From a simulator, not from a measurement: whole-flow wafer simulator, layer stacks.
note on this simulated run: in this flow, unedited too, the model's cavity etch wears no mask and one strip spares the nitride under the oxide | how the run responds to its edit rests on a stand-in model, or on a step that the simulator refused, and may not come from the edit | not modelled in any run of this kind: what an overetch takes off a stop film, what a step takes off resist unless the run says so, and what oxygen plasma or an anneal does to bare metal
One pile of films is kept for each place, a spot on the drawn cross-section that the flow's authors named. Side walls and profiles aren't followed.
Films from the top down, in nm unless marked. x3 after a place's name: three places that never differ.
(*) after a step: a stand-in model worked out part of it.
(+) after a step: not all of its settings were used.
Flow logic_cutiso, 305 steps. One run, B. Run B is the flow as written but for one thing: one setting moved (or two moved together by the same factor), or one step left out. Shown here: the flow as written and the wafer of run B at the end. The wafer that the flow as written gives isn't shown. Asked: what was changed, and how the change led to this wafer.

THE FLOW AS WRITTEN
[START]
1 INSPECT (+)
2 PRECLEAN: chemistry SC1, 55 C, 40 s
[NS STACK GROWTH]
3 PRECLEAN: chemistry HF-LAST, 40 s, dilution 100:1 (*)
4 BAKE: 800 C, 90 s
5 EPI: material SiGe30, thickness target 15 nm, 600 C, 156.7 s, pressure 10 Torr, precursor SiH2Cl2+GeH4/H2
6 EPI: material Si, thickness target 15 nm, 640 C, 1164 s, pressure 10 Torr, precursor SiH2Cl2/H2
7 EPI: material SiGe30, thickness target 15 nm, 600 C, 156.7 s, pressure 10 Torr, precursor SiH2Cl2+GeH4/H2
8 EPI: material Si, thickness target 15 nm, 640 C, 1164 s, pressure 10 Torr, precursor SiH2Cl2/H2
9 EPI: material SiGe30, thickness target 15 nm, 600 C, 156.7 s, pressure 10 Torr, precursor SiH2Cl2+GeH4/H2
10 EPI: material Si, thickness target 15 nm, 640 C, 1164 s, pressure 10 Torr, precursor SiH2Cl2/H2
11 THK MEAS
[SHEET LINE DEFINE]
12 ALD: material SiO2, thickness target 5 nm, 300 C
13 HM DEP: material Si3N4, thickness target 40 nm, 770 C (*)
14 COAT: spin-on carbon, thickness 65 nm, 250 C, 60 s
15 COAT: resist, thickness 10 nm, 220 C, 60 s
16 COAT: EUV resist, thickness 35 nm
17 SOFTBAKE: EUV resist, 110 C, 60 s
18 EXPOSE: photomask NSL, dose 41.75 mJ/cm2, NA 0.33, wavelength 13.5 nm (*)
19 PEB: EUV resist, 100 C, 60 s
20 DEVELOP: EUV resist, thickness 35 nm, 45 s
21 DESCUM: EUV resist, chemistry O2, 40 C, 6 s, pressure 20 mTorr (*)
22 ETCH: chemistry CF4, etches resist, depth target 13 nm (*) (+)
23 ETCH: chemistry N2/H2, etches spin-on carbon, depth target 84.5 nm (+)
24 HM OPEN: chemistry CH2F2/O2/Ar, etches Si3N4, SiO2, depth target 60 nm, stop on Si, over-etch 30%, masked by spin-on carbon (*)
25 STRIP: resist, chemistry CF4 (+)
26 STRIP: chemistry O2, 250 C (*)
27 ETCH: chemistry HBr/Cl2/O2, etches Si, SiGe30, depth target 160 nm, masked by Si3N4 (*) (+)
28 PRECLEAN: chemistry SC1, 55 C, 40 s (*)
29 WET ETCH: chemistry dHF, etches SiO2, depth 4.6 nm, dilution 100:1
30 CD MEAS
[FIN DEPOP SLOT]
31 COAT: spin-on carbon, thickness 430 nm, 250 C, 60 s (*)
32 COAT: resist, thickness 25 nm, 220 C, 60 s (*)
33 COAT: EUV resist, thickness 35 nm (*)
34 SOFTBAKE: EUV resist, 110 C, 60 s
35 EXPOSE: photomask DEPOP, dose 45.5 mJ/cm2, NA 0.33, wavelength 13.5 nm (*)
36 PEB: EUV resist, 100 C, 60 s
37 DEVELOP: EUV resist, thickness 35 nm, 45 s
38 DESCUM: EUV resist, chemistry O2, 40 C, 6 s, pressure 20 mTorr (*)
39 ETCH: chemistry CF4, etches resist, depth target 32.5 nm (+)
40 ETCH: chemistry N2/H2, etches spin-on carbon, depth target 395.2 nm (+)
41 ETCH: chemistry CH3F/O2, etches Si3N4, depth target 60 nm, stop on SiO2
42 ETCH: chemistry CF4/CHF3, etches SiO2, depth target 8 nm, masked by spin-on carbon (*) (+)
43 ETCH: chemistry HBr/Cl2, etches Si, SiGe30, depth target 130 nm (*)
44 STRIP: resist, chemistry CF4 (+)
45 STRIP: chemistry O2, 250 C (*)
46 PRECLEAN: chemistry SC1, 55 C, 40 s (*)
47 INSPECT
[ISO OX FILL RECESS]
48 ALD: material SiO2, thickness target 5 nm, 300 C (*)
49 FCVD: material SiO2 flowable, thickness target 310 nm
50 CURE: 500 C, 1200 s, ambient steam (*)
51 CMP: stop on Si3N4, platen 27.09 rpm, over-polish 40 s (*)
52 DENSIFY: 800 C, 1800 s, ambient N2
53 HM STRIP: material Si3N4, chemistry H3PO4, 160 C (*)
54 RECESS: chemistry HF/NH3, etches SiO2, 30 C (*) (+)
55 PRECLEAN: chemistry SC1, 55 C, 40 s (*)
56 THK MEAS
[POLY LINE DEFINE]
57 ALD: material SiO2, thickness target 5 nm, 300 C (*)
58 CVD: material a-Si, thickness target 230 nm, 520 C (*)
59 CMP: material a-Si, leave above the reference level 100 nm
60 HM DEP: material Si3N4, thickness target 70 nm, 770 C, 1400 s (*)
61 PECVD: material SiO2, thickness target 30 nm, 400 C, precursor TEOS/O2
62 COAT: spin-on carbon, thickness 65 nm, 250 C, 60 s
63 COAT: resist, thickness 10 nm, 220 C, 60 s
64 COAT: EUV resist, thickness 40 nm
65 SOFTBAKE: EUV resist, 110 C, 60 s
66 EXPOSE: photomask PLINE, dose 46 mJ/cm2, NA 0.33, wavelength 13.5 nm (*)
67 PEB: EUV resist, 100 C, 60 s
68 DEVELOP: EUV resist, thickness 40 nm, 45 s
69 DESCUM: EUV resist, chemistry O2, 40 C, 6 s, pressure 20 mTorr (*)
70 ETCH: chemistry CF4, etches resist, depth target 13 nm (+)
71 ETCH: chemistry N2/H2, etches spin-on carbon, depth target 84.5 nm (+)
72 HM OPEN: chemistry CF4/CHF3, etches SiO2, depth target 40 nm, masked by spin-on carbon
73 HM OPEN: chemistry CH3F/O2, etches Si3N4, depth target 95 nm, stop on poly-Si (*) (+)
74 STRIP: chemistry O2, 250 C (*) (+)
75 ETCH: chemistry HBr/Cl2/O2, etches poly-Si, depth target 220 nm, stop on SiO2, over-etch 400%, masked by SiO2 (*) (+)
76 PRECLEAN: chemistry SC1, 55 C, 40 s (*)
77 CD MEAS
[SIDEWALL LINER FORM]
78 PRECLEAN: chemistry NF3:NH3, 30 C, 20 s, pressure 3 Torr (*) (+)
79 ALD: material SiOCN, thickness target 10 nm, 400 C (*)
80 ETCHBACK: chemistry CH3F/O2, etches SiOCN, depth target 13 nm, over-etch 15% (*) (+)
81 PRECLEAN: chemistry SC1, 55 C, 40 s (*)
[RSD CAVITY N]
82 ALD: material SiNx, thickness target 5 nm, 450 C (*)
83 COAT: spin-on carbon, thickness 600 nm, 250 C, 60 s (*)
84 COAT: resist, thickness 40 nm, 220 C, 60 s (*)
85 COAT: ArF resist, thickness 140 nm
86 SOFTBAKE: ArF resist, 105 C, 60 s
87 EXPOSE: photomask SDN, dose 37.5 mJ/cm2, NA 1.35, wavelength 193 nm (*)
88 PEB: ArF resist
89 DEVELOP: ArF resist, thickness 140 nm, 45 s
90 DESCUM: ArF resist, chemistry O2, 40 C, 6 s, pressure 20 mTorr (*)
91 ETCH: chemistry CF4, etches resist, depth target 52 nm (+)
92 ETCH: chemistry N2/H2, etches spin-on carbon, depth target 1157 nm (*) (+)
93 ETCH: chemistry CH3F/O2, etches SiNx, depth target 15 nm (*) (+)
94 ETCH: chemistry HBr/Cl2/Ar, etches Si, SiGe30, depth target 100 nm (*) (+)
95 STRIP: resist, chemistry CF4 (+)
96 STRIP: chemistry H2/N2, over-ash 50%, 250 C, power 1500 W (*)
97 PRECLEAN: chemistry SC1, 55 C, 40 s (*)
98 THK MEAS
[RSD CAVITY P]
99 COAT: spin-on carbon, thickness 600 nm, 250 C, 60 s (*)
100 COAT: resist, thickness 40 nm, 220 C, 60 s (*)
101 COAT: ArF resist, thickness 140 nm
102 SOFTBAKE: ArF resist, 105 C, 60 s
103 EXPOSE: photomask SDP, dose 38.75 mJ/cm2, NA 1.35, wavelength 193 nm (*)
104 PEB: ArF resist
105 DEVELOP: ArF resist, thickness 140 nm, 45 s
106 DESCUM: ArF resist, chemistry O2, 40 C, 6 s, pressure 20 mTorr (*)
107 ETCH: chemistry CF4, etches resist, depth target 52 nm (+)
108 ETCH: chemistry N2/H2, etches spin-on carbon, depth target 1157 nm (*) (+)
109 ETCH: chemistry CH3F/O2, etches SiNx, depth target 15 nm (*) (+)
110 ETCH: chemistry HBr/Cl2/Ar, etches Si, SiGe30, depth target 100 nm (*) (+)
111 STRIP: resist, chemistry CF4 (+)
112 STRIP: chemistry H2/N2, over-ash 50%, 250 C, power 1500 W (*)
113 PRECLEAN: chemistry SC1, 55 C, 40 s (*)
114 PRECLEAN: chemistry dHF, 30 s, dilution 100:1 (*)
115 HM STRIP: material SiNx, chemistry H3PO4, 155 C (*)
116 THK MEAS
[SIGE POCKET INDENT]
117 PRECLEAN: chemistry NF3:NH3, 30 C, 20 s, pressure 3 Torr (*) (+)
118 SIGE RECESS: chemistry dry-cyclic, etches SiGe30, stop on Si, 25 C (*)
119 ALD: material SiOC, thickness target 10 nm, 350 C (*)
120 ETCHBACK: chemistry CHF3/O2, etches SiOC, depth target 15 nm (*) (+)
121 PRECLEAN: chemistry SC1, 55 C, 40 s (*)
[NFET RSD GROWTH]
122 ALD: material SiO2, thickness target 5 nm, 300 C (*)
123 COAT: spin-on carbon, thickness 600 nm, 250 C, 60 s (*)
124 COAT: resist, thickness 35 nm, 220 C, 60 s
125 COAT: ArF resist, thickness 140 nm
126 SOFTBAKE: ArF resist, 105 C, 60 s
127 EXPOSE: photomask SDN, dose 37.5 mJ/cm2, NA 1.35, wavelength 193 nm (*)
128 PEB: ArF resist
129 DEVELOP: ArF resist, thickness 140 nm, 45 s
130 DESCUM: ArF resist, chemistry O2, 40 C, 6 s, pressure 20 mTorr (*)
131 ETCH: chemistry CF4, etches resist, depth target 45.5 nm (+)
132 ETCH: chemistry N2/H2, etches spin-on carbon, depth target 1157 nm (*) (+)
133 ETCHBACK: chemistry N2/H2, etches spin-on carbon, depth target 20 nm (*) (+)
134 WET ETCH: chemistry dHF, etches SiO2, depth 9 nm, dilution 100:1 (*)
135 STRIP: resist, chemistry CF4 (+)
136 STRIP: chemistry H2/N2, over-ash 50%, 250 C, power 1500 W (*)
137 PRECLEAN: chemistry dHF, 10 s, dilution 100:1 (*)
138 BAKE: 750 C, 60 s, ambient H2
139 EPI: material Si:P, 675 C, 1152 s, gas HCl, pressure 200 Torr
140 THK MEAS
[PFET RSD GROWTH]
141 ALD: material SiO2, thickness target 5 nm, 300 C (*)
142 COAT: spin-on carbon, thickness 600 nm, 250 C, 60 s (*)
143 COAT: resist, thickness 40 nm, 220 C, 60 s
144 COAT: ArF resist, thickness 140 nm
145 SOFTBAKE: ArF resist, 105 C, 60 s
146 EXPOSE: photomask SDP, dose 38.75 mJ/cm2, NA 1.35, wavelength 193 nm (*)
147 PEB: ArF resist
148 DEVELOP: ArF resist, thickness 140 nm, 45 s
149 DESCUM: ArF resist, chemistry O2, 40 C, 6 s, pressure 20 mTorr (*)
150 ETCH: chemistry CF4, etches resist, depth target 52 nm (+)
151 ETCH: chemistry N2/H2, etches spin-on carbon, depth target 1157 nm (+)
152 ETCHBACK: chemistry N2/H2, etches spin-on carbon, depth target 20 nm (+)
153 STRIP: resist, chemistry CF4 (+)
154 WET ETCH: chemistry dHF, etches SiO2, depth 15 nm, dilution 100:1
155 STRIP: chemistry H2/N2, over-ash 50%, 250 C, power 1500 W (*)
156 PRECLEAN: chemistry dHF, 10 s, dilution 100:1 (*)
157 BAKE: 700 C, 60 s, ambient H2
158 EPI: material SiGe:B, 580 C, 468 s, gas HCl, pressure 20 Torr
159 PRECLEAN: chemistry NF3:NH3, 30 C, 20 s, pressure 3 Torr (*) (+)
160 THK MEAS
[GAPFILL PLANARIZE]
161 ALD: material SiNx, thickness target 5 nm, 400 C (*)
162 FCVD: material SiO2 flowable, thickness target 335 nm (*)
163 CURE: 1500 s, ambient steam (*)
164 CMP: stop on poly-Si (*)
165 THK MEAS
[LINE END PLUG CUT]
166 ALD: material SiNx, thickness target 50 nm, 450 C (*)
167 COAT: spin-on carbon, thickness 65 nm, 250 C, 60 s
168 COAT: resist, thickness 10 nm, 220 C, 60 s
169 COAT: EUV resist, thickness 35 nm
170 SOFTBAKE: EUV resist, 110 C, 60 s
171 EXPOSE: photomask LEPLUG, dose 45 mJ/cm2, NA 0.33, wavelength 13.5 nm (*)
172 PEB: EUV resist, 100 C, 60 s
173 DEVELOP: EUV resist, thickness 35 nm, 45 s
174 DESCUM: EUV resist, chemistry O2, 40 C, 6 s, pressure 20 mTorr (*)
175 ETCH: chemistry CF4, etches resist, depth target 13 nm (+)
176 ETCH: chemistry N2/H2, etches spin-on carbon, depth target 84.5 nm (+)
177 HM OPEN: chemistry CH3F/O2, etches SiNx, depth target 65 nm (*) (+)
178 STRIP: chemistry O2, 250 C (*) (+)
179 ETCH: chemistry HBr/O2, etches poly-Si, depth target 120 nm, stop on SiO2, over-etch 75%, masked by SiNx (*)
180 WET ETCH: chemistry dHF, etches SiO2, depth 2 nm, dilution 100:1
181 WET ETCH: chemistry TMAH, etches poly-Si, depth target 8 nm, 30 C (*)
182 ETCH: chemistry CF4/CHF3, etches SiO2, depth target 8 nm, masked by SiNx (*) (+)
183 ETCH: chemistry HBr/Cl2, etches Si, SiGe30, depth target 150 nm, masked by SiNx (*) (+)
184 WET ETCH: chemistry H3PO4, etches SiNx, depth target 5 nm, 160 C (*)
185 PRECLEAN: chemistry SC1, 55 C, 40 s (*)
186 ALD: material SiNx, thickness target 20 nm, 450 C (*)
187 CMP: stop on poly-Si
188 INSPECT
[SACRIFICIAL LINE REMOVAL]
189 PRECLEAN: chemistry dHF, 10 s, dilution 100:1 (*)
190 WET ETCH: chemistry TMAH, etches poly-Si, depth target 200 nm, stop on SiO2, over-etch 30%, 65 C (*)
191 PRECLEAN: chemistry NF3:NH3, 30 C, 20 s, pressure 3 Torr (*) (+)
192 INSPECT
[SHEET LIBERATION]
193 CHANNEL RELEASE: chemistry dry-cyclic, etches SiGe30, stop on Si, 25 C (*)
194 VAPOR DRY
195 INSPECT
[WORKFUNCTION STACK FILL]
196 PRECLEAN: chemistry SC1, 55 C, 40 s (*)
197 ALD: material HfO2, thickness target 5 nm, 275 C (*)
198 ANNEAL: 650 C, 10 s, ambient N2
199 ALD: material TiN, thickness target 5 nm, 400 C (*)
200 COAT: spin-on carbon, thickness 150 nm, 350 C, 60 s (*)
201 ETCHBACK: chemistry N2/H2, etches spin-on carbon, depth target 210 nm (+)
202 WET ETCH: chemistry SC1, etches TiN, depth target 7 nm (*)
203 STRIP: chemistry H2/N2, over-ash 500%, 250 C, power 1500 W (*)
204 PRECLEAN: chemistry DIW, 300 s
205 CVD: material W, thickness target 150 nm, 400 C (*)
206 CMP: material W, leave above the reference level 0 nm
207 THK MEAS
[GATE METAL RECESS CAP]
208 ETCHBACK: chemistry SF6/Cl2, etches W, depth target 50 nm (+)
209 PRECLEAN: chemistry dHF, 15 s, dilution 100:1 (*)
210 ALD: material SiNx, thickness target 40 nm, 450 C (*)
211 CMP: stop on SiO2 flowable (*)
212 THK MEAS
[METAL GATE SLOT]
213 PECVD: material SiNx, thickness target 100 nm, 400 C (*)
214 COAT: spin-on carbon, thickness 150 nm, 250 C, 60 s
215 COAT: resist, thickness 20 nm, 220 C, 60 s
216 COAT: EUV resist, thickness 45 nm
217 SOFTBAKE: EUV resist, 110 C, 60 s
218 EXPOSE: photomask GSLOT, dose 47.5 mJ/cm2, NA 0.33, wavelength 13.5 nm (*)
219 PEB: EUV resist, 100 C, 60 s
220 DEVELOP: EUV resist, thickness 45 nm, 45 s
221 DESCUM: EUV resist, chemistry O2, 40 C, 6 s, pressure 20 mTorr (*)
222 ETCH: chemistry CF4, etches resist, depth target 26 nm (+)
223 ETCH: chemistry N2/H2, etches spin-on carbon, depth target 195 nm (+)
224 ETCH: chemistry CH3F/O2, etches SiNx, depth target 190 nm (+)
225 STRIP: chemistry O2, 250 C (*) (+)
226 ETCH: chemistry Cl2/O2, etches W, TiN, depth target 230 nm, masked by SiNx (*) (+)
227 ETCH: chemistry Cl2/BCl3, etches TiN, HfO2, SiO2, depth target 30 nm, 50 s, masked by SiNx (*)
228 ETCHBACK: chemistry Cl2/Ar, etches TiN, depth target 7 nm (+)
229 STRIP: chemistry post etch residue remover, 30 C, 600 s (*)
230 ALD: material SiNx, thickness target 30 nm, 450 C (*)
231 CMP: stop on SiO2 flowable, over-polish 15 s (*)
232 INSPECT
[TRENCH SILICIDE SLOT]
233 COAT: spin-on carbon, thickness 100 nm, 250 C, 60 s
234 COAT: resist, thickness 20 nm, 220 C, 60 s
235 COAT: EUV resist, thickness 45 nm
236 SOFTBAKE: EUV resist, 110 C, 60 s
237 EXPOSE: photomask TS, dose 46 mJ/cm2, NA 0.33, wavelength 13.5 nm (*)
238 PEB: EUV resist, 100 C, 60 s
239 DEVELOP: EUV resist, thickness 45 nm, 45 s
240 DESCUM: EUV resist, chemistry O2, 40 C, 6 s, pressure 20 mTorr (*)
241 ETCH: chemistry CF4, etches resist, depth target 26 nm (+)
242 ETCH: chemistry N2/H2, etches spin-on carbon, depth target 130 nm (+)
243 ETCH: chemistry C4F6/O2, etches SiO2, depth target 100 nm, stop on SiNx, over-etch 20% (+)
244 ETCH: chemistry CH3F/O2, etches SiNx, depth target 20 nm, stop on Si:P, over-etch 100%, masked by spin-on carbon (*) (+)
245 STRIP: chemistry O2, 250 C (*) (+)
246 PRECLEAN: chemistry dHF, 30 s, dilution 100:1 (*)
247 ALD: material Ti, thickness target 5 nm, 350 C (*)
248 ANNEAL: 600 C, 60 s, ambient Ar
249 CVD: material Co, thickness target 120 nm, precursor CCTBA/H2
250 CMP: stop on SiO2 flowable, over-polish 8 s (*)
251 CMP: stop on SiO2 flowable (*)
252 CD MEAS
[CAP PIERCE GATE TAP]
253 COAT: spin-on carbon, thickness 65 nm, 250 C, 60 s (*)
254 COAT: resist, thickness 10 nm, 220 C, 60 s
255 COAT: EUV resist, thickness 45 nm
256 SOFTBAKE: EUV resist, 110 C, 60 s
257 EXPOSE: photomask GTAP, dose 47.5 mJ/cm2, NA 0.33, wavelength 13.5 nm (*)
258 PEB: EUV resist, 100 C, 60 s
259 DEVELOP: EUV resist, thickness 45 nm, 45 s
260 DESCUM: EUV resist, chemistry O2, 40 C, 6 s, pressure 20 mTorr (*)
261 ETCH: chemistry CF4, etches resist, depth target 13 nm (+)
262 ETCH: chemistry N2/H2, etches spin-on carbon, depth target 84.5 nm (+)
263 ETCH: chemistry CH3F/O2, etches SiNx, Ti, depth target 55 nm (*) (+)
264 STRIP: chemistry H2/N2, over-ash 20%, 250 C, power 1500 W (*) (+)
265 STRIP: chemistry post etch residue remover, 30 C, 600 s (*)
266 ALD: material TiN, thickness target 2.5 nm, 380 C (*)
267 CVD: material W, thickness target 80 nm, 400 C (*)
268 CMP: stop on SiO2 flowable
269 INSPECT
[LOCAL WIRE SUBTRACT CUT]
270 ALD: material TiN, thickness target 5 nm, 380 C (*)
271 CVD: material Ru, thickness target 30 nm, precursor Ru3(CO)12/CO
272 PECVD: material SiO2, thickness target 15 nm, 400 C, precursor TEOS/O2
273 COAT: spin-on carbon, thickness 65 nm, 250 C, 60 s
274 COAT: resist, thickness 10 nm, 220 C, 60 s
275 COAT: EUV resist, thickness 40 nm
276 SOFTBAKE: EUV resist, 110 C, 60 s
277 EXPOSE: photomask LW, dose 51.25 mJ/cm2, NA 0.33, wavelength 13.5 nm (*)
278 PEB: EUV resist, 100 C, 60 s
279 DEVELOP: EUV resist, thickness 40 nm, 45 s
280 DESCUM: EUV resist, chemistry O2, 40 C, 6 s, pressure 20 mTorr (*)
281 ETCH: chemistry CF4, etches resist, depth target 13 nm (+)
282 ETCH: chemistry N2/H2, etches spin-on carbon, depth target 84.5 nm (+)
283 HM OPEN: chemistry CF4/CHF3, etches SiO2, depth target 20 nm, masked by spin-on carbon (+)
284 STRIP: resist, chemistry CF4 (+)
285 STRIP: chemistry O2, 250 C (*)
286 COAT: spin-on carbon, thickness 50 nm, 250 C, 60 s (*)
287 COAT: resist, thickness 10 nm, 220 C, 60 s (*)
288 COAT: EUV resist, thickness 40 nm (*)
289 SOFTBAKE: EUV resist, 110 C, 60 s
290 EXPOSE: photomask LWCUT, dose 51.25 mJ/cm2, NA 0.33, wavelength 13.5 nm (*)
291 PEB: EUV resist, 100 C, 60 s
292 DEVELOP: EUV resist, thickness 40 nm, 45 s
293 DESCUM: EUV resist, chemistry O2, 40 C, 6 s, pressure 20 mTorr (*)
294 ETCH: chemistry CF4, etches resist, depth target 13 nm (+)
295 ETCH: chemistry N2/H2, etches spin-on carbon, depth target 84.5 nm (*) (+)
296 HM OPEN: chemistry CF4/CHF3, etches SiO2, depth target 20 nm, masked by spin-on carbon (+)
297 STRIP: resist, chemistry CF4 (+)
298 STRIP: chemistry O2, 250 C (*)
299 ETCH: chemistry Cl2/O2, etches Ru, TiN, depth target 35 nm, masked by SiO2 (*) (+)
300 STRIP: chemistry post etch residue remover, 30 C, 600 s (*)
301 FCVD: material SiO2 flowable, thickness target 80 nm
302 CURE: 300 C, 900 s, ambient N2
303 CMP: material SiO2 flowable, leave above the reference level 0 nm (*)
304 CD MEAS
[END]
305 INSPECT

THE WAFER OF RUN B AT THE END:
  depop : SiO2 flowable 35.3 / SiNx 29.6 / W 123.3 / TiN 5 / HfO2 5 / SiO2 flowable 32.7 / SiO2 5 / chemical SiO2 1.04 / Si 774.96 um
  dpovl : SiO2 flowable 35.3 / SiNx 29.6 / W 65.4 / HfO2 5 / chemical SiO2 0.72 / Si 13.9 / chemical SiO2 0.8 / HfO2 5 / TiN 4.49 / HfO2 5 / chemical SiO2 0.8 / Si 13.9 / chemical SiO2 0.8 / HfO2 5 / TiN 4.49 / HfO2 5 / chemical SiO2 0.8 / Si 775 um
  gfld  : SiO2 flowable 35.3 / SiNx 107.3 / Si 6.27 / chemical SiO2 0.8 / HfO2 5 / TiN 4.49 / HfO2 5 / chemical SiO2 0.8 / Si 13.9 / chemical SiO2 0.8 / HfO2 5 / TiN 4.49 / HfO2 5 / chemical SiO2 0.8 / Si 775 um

The cause: step 27, ETCH: chemistry HBr/Cl2/O2, etches Si, SiGe30, depth target 160 nm, masked by Si3N4 (*) (+), was left out.

How the change led to this, step by step:
  31 COAT: spin-on carbon, thickness 430 nm, 250 C, 60 s (*)
      depop, ns: spin-on carbon +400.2 (new film) (as written it would be: spin-on carbon +312 (new film))
      dpovl, nsgap: spin-on carbon +448.5 (new film) (as written it would be: spin-on carbon +503.7 (new film))
      (and at 18 more places)
  32 COAT: resist, thickness 25 nm, 220 C, 60 s (*)
      gfld, lnri: resist +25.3 (new film) (as written it would be: resist +26.3 (new film))
      gxf, gxp: resist +25.2 (new film) (as written it would be: resist +25.9 (new film))
      (and at 5 more places)
  40 ETCH: chemistry N2/H2, etches spin-on carbon, depth target 395.2 nm (+)
      depop: spin-on carbon -395.2 (as written it would be: spin-on carbon -308.2 (all of it), Si3N4 -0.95)
  41 ETCH: chemistry CH3F/O2, etches Si3N4, depth target 60 nm, stop on SiO2
      depop: spin-on carbon -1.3 (all of it), Si3N4 -40 (all of it), SiO2 -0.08 (as written it would be: Si3N4 -22.2 (all of it), SiO2 -0.08)
      gfld, gl, glp and 17 more: resist -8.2 (as written it would be: resist -4.65)
      (and at 1 more place)
  42 ETCH: chemistry CF4/CHF3, etches SiO2, depth target 8 nm, masked by spin-on carbon (*) (+)
      gfld, lnri: resist -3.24 (all of it), spin-on carbon -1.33 (as written it would be: resist -7.38)
      gxf: resist -3.16 (all of it), spin-on carbon -1.36 (as written it would be: resist -7.42 (all of it))
      (and at 17 more places)
  43 ETCH: chemistry HBr/Cl2, etches Si, SiGe30, depth target 130 nm (*)
      dpovl: spin-on carbon -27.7 (all of it), Si -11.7 (all of it), SiGe30 -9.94 (as written it would be: spin-on carbon -32)
  45 STRIP: chemistry O2, 250 C (*)
      dpovl: chemical SiO2 +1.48 (new film), SiGe30 -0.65 (as written it would be: chemical SiO2 +0.82 (new film), spin-on carbon -59.3 (all of it), Si -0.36)
      gfld, lnri: chemical SiO2 +0.79 (new film), spin-on carbon -432.2 (all of it), Si -0.35 (as written it would be: chemical SiO2 +0.82 (new film), spin-on carbon -538.7 (all of it), Si -0.36)
      (and at 18 more places)
  49 FCVD: material SiO2 flowable, thickness target 310 nm
      gl, glp, gxn and 10 more: SiO2 flowable +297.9 (new film) (as written it would be: SiO2 flowable +262.2 (new film))
      gfld, gxf, iso, lnri: SiO2 flowable +346.2 (new film) (as written it would be: SiO2 flowable +453.9 (new film))
      (and at 5 more places)
  50 CURE: 500 C, 1200 s, ambient steam (*)
      depop, dpovl: SiO2 flowable -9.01 (as written it would be: SiO2 flowable -7.92)
      gl: SiO2 flowable -9.09 (as written it would be: SiO2 flowable -8.54)
      (and at 12 more places)
  51 CMP: stop on Si3N4, platen 27.09 rpm, over-polish 40 s (*)
      lnrt, rsdn, tap: SiO2 flowable -289 (all of it), SiO2 -5 (all of it), Si3N4 -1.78 (as written it would be: SiO2 flowable -254.2 (all of it), SiO2 -5 (all of it), Si3N4 -1.78)
      dpovl, isow: SiO2 flowable -272.5 (as written it would be: SiO2 flowable -200.4)
      (and at 17 more places)
  52 DENSIFY: 800 C, 1800 s, ambient N2
      gfld, gxf, iso, lnri: SiO2 flowable -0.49 (as written it would be: SiO2 flowable -3.15)
      dpovl: SiO2 flowable -0.87 (as written it would be: SiO2 flowable -2.82)
      (and at 2 more places)
  53 HM STRIP: material Si3N4, chemistry H3PO4, 160 C (*)
      gl, glp, gxn and 11 more: Si3N4 -38.2 (all of it), SiO2 -0.65 (as written it would be: Si3N4 -21.4 (all of it), SiO2 -0.36)
      depop, dpovl, gfld, gxf, iso, isow, lnri, nsgap: SiO2 flowable -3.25 (as written it would be: SiO2 flowable -1.82)
  54 RECESS: chemistry HF/NH3, etches SiO2, 30 C (*) (+)
      gfld, gxf, iso, lnri: SiO2 flowable -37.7 (all of it), SiO2 -5 (all of it), chemical SiO2 -0.79 (all of it) (as written it would be: SiO2 flowable -111.4)
      dpovl: SiO2 flowable -58 (all of it), SiO2 -5 (all of it), chemical SiO2 -1.42 (all of it) (as written it would be: SiO2 flowable -111.5)
      (and at 3 more places)
  55 PRECLEAN: chemistry SC1, 55 C, 40 s (*)
      gfld, gxf, iso, lnri, nsgap: chemical SiO2 +0.49 (new film), Si -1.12 (as written it would be: SiO2 flowable -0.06)
      dpovl: chemical SiO2 +0.49 (new film), SiGe30 -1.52 (as written it would be: SiO2 flowable -0.06)
      (and at 1 more place)
  58 CVD: material a-Si, thickness target 230 nm, 520 C (*)
      gfld, gxf, iso, lnri: a-Si +230 (new film) (as written it would be: a-Si +299.4 (new film))
      dpovl, nsgap: a-Si +230 (new film) (as written it would be: a-Si +319.4 (new film))
      (and at 2 more places)
  59 CMP: material a-Si, leave above the reference level 100 nm
      gfld, gxf, iso, lnri: a-Si -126 (as written it would be: a-Si -109.9)
      depop, dpovl: a-Si -104 (as written it would be: a-Si -130)
      (and at 2 more places)
  ... 41 more steps ...
  251 CMP: stop on SiO2 flowable (*)
      iso: Ti -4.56 (as written it would be: Co -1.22 (all of it), Ti -4.34)
      rsdx: Ti -4.66 (as written it would be: Ti -5 (all of it))
Counting metal films that touch as one body, dpovl has 3 bodies (between them, from the top down: HfO2 5 / chemical SiO2 0.72 / Si 13.9 / chemical SiO2 0.8 / HfO2 5; HfO2 5 / chemical SiO2 0.8 / Si 13.9 / chemical SiO2 0.8 / HfO2 5); the flow as written gives 1 body.
Counting metal films that touch as one body, gfld has 2 bodies (between them, from the top down: HfO2 5 / chemical SiO2 0.8 / Si 13.9 / chemical SiO2 0.8 / HfO2 5); the flow as written gives 0 bodies.
